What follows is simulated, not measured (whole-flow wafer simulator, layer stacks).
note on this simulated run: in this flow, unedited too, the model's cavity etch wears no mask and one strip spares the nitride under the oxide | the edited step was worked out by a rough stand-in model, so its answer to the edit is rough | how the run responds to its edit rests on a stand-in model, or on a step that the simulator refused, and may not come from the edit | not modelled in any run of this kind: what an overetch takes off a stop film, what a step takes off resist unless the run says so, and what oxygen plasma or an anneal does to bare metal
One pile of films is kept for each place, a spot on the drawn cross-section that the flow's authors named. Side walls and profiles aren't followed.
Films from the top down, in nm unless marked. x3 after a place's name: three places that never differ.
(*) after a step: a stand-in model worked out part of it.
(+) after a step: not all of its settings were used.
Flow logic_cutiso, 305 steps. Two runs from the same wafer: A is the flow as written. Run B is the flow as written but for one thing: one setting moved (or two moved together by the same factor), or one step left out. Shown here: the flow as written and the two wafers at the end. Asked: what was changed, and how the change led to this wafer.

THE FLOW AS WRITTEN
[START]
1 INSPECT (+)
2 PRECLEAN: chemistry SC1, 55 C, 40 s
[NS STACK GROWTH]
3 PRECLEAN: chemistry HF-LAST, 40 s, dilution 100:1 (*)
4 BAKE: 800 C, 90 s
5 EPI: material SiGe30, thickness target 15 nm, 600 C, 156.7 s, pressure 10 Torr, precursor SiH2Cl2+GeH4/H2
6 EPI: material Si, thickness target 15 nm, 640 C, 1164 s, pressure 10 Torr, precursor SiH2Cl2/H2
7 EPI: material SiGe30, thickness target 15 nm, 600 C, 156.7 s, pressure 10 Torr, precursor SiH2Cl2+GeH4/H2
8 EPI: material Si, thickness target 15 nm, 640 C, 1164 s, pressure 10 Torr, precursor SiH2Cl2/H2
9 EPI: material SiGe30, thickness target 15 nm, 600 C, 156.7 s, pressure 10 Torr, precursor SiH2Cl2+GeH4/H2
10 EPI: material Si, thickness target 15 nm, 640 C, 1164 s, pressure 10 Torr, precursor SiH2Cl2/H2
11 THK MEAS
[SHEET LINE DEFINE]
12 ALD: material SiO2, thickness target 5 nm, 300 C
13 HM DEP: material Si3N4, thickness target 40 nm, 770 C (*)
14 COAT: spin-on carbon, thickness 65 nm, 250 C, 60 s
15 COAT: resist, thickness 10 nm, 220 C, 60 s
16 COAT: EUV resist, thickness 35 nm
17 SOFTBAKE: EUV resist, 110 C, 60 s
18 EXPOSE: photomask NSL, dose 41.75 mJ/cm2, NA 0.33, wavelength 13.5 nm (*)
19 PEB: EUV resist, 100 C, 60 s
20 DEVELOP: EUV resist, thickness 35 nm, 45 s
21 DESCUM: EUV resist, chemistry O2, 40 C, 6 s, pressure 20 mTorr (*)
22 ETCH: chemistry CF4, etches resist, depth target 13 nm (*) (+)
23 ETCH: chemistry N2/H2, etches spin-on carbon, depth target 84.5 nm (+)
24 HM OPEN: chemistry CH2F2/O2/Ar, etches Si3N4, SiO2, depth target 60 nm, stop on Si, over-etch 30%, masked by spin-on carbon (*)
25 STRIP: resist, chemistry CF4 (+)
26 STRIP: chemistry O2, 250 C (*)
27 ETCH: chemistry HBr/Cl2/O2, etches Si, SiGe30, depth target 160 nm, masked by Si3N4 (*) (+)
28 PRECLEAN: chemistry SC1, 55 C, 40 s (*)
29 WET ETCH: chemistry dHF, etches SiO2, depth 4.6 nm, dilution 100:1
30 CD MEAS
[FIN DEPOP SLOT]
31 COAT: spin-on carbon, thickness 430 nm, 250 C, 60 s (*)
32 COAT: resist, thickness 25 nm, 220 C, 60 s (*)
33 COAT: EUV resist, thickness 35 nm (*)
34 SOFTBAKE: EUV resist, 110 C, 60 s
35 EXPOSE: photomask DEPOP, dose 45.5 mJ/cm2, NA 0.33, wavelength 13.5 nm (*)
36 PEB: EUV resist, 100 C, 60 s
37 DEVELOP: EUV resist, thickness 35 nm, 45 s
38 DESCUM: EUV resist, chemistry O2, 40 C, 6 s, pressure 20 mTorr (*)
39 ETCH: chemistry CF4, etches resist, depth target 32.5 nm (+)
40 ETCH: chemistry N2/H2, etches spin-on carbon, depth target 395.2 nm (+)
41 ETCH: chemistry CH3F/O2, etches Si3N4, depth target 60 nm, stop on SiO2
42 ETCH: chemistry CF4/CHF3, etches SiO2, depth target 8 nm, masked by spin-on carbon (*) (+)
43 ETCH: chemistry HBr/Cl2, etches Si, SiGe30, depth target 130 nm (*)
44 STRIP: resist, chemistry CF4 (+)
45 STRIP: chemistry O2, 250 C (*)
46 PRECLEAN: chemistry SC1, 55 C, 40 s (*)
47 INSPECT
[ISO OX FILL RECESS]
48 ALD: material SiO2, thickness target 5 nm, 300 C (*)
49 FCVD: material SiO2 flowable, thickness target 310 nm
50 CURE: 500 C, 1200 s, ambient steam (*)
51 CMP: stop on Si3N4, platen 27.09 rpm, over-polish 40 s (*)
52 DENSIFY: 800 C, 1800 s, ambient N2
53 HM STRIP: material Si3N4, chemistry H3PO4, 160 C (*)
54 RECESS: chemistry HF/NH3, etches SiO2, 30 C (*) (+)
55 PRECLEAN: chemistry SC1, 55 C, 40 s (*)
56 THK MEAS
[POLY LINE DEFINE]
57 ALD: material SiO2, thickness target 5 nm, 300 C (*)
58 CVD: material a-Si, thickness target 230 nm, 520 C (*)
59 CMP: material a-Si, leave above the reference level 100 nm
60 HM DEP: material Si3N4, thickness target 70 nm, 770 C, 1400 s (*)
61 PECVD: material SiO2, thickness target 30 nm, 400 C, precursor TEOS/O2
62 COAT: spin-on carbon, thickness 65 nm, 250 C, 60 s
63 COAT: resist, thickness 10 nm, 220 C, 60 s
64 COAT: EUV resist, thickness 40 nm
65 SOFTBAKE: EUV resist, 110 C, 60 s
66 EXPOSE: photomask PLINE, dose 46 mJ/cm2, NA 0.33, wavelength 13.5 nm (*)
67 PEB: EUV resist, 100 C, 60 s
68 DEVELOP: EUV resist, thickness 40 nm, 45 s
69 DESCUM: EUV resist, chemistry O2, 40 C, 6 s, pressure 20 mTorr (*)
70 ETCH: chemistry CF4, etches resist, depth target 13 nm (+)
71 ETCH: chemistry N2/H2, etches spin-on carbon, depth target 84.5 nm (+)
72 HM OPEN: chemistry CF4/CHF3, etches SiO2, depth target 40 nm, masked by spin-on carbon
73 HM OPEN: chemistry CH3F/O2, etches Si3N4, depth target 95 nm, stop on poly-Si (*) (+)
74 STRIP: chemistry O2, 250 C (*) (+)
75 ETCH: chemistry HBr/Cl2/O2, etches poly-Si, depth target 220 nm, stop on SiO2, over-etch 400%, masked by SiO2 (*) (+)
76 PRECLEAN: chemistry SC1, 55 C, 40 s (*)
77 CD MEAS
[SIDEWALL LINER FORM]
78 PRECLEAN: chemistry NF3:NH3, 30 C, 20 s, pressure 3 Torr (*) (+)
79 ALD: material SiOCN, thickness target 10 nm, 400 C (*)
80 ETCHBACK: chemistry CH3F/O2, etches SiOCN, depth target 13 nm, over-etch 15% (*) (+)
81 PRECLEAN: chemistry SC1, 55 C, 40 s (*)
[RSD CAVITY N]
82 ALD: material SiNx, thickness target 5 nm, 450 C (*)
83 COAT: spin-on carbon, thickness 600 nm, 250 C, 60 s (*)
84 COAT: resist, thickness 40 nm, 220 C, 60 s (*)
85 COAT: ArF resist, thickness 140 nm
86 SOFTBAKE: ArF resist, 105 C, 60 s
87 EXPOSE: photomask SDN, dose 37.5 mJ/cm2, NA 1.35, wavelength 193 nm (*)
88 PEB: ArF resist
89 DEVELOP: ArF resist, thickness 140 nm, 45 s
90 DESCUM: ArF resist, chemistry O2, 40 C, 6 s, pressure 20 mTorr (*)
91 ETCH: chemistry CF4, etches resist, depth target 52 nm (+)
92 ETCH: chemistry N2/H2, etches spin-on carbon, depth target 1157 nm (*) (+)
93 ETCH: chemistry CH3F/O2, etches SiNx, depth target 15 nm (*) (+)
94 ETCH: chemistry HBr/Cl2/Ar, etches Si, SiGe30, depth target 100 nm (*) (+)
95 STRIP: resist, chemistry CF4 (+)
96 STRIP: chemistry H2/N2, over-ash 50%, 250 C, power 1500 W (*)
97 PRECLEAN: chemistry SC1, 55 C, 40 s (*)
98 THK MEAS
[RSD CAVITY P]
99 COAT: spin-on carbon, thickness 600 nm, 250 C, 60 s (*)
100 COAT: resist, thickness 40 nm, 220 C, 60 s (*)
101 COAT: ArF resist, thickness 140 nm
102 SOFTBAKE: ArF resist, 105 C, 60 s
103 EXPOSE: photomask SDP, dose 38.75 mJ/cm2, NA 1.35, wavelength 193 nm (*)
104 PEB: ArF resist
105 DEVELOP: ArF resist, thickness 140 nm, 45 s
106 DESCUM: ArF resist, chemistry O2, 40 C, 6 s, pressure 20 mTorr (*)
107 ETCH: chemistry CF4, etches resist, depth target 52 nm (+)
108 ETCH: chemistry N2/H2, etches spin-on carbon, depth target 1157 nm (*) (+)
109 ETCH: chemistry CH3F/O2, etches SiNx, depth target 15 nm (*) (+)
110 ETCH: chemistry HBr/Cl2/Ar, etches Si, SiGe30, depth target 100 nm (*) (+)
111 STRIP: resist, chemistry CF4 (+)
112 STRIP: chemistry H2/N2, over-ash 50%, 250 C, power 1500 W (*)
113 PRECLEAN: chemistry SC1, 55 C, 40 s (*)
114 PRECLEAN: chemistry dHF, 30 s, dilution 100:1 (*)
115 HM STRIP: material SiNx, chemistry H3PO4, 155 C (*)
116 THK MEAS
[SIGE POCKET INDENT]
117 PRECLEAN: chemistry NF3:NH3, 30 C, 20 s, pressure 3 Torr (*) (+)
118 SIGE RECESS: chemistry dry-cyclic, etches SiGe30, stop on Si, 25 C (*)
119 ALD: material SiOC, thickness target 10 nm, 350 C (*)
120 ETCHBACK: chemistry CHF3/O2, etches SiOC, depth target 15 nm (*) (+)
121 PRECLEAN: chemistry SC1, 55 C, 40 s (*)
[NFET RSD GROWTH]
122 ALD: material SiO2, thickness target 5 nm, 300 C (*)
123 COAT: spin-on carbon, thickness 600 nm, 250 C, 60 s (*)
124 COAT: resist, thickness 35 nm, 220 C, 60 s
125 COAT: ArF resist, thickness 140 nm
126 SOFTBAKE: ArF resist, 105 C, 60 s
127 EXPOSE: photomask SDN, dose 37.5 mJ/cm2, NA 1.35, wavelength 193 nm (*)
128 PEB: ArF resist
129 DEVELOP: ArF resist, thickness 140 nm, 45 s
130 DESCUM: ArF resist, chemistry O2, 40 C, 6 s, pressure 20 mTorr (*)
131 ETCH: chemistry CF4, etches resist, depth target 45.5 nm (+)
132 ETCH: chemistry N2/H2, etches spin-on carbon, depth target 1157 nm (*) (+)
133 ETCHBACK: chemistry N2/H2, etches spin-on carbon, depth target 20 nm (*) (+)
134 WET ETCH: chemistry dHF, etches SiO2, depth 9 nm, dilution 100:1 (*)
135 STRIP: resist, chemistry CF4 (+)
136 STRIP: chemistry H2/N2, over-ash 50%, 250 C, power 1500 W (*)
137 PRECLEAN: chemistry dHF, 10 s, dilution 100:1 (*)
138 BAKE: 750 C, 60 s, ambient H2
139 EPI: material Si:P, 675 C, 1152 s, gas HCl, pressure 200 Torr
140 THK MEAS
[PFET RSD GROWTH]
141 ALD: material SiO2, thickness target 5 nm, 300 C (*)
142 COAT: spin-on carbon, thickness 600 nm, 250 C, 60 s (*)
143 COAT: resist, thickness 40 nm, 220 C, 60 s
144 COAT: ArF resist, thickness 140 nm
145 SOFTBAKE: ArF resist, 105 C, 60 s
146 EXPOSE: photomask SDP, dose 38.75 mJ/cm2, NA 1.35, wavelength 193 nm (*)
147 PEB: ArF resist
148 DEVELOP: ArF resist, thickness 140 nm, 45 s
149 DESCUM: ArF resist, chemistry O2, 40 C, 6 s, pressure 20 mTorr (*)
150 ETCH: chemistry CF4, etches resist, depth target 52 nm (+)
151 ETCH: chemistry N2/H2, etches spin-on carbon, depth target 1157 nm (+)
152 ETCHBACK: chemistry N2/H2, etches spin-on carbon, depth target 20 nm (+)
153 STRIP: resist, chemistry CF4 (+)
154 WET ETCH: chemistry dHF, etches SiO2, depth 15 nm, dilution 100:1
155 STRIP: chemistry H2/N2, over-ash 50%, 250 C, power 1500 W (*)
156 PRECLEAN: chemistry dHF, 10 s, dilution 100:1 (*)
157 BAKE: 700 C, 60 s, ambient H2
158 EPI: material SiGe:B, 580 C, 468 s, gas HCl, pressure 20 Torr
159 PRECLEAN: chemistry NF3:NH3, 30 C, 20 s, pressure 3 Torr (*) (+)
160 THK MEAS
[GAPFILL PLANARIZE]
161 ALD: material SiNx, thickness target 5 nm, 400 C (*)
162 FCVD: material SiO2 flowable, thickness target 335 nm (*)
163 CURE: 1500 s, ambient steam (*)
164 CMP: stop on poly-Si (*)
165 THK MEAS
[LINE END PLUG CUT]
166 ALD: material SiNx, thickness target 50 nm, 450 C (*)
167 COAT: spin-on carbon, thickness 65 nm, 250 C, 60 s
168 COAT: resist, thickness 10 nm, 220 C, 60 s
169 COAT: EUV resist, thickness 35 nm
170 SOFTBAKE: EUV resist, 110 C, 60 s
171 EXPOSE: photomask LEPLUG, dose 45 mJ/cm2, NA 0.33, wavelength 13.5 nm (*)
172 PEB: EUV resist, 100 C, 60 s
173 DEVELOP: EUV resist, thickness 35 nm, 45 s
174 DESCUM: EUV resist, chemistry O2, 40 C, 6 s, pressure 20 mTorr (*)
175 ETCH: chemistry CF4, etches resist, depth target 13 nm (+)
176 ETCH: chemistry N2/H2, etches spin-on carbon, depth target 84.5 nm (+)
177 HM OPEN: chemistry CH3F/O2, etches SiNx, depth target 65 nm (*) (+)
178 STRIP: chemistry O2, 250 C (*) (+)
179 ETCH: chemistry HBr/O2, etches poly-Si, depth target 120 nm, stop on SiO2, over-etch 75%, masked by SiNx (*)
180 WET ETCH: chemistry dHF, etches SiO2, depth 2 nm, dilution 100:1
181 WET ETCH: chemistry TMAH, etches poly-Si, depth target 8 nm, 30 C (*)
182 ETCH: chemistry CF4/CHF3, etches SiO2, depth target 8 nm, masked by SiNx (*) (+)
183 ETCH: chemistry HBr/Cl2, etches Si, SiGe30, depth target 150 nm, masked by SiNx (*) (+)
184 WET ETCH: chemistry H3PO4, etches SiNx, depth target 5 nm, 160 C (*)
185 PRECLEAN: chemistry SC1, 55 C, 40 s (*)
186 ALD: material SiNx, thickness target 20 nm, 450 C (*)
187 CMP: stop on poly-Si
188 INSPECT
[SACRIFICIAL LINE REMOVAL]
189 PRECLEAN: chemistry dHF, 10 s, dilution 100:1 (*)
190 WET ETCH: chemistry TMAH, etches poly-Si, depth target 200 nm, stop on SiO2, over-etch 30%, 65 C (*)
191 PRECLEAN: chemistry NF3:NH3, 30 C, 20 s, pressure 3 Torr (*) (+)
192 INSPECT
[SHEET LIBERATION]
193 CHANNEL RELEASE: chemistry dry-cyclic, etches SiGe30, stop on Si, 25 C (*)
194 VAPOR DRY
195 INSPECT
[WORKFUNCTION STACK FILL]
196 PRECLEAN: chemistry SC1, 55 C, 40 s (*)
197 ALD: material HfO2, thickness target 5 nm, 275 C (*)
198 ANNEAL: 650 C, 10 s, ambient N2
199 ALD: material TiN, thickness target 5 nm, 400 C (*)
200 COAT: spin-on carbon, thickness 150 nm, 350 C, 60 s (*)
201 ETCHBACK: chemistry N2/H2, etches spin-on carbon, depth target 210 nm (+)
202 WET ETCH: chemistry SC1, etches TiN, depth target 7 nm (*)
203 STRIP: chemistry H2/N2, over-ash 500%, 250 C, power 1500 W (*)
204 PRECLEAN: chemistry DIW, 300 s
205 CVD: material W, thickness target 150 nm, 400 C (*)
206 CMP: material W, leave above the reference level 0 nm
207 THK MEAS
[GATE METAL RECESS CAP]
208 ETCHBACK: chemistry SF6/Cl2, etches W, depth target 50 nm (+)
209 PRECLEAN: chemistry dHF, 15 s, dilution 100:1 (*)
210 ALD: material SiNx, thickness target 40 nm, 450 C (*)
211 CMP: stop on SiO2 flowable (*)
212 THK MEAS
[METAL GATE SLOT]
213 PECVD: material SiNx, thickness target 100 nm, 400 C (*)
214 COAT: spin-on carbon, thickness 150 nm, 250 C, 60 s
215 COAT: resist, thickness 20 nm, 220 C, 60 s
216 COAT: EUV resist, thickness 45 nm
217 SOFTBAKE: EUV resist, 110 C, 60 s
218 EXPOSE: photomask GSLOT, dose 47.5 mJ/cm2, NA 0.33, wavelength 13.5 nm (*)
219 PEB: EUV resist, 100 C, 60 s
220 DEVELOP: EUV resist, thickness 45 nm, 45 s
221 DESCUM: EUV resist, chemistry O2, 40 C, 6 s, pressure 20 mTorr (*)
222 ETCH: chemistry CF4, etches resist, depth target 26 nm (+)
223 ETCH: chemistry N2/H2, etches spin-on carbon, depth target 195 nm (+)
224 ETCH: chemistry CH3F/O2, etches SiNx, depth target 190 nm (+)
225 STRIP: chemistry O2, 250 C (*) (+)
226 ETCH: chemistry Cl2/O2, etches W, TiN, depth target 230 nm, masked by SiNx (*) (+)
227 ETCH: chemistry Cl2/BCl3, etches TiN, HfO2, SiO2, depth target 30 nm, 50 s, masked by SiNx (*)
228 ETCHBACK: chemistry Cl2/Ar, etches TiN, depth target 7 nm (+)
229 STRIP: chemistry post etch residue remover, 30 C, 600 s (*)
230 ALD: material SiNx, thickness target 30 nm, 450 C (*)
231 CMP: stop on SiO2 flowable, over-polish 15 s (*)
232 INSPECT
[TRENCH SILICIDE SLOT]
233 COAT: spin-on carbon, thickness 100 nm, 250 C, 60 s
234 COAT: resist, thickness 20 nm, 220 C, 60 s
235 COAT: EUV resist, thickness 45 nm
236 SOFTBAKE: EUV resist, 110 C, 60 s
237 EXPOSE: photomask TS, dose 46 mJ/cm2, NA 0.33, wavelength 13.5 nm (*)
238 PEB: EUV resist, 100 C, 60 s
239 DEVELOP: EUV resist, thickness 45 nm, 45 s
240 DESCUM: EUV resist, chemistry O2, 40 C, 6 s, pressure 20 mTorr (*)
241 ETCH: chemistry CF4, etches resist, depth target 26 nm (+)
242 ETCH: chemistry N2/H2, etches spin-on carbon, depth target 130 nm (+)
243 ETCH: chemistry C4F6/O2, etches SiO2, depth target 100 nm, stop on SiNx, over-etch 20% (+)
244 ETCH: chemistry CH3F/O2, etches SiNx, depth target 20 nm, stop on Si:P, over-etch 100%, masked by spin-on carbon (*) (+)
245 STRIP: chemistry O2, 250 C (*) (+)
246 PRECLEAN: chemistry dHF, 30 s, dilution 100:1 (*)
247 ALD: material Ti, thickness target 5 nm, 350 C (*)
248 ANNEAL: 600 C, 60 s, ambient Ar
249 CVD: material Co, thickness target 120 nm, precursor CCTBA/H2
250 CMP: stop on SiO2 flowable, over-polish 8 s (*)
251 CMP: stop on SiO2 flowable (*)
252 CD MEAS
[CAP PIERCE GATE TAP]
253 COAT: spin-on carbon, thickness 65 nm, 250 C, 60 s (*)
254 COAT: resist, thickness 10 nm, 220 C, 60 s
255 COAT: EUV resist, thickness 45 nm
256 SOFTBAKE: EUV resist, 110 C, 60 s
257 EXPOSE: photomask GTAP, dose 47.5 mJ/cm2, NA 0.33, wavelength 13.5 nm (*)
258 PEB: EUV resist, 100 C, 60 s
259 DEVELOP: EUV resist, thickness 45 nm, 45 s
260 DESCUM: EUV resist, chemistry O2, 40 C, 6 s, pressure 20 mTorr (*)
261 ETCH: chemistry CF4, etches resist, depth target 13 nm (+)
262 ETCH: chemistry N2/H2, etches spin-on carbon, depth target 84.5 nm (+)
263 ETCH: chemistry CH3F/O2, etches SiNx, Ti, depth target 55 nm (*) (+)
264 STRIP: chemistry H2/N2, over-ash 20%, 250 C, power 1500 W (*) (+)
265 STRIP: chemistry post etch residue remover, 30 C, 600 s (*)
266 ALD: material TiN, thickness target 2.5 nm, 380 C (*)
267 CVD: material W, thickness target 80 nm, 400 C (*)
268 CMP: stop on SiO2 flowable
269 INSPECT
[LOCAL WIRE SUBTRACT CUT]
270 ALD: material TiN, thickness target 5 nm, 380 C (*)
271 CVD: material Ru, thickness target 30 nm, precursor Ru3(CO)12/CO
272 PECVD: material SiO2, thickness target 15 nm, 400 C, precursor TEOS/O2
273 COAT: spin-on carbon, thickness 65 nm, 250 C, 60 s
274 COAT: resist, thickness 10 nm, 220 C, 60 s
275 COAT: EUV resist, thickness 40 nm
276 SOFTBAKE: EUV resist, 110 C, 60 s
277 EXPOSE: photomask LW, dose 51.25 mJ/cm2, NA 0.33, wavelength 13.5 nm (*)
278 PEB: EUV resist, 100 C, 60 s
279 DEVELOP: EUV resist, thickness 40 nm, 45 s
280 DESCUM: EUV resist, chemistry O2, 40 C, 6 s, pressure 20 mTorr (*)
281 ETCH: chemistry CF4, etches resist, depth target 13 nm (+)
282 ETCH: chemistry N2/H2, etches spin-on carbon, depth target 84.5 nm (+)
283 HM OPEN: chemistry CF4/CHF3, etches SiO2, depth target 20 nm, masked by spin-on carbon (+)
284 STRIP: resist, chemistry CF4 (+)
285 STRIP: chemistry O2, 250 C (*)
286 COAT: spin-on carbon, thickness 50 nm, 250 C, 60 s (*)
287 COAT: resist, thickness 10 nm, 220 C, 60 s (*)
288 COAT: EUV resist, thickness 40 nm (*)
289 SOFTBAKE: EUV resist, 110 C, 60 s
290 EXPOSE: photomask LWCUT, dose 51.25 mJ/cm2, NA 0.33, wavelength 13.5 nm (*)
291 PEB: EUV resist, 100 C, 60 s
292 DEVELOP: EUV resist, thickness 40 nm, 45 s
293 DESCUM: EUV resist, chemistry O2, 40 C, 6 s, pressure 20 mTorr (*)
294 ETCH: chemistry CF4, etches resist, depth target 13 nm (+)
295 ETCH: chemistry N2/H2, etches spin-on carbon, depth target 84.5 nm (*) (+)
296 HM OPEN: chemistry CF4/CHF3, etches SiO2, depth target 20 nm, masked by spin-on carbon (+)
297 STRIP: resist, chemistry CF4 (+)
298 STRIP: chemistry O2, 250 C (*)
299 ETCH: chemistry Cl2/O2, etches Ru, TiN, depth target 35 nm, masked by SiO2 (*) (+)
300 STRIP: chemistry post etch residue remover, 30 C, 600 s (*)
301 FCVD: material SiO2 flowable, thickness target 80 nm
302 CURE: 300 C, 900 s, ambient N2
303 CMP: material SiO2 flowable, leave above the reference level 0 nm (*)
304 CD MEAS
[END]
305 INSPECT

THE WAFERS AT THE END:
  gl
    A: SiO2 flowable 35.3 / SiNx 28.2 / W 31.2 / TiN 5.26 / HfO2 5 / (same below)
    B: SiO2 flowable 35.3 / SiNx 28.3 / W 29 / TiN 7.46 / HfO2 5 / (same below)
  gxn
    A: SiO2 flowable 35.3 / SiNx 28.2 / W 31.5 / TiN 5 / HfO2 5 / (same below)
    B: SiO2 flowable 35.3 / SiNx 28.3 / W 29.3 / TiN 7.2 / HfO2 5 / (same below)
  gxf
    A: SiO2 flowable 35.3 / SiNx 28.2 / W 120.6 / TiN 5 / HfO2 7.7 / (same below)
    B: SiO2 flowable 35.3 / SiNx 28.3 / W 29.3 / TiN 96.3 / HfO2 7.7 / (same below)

The cause: step 199, ALD: thickness target 7.2 nm was run, where the flow has thickness target 5 nm.
It can be read off the wafer: gxn has TiN 7.2, and step 199 as written asks for 5 nm.

How the change led to this, step by step:
  199 ALD: material TiN, thickness target 5 nm, 400 C (*)
      depop, dpovl, iso and 11 more: A TiN +5 (new film) | B TiN +7.2 (new film)
      gl, glp, tap: A TiN +5.26 (new film), TiN +4.49 (new film), cavity -4.49 (all of it), TiN +4.49 (new film), cavity -4.49 (all of it), TiN +4.49 (new film), cavity -4.49 (all of it) | B TiN +7.46 (new film), TiN +4.49 (new film), cavity -4.49 (all of it), TiN +4.49 (new film), cavity -4.49 (all of it), TiN +4.49 (new film), cavity -4.49 (all of it)
      (and at 5 more places)
  200 COAT: spin-on carbon, thickness 150 nm, 350 C, 60 s (*)
      gl, glp: A spin-on carbon +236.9 (new film) | B spin-on carbon +242.2 (new film)
      gxn, gxp: A spin-on carbon +236.9 (new film) | B spin-on carbon +242.4 (new film)
      (and at 17 more places)
  201 ETCHBACK: chemistry N2/H2, etches spin-on carbon, depth target 210 nm (+)
      lnr, lnrp: A spin-on carbon -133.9 (all of it) | B spin-on carbon -139.1 (all of it)
      rsdn, rsdw: A spin-on carbon -145.8 (all of it) | B spin-on carbon -151.1 (all of it)
      (and at 11 more places)
  202 WET ETCH: chemistry SC1, etches TiN, depth target 7 nm (*)
      depop, dpovl, iso and 12 more: A TiN -5 (all of it) | B TiN -7.2 (all of it)
  203 STRIP: chemistry H2/N2, over-ash 500%, 250 C, power 1500 W (*)
      gl, glp: A spin-on carbon -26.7 (all of it) | B spin-on carbon -32.1 (all of it)
      gxn, gxp: A spin-on carbon -26.8 (all of it) | B spin-on carbon -32.2 (all of it)
      (and at 3 more places)
  205 CVD: material W, thickness target 150 nm, 400 C (*)
      gxf: A W +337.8 (new film) | B W +246.5 (new film)
  226 ETCH: chemistry Cl2/O2, etches W, TiN, depth target 230 nm, masked by SiNx (*) (+)
      gfld: A W -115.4 (all of it), TiN -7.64 (all of it), HfO2 -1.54 | B W -113.2 (all of it), TiN -9.84 (all of it), HfO2 -1.54
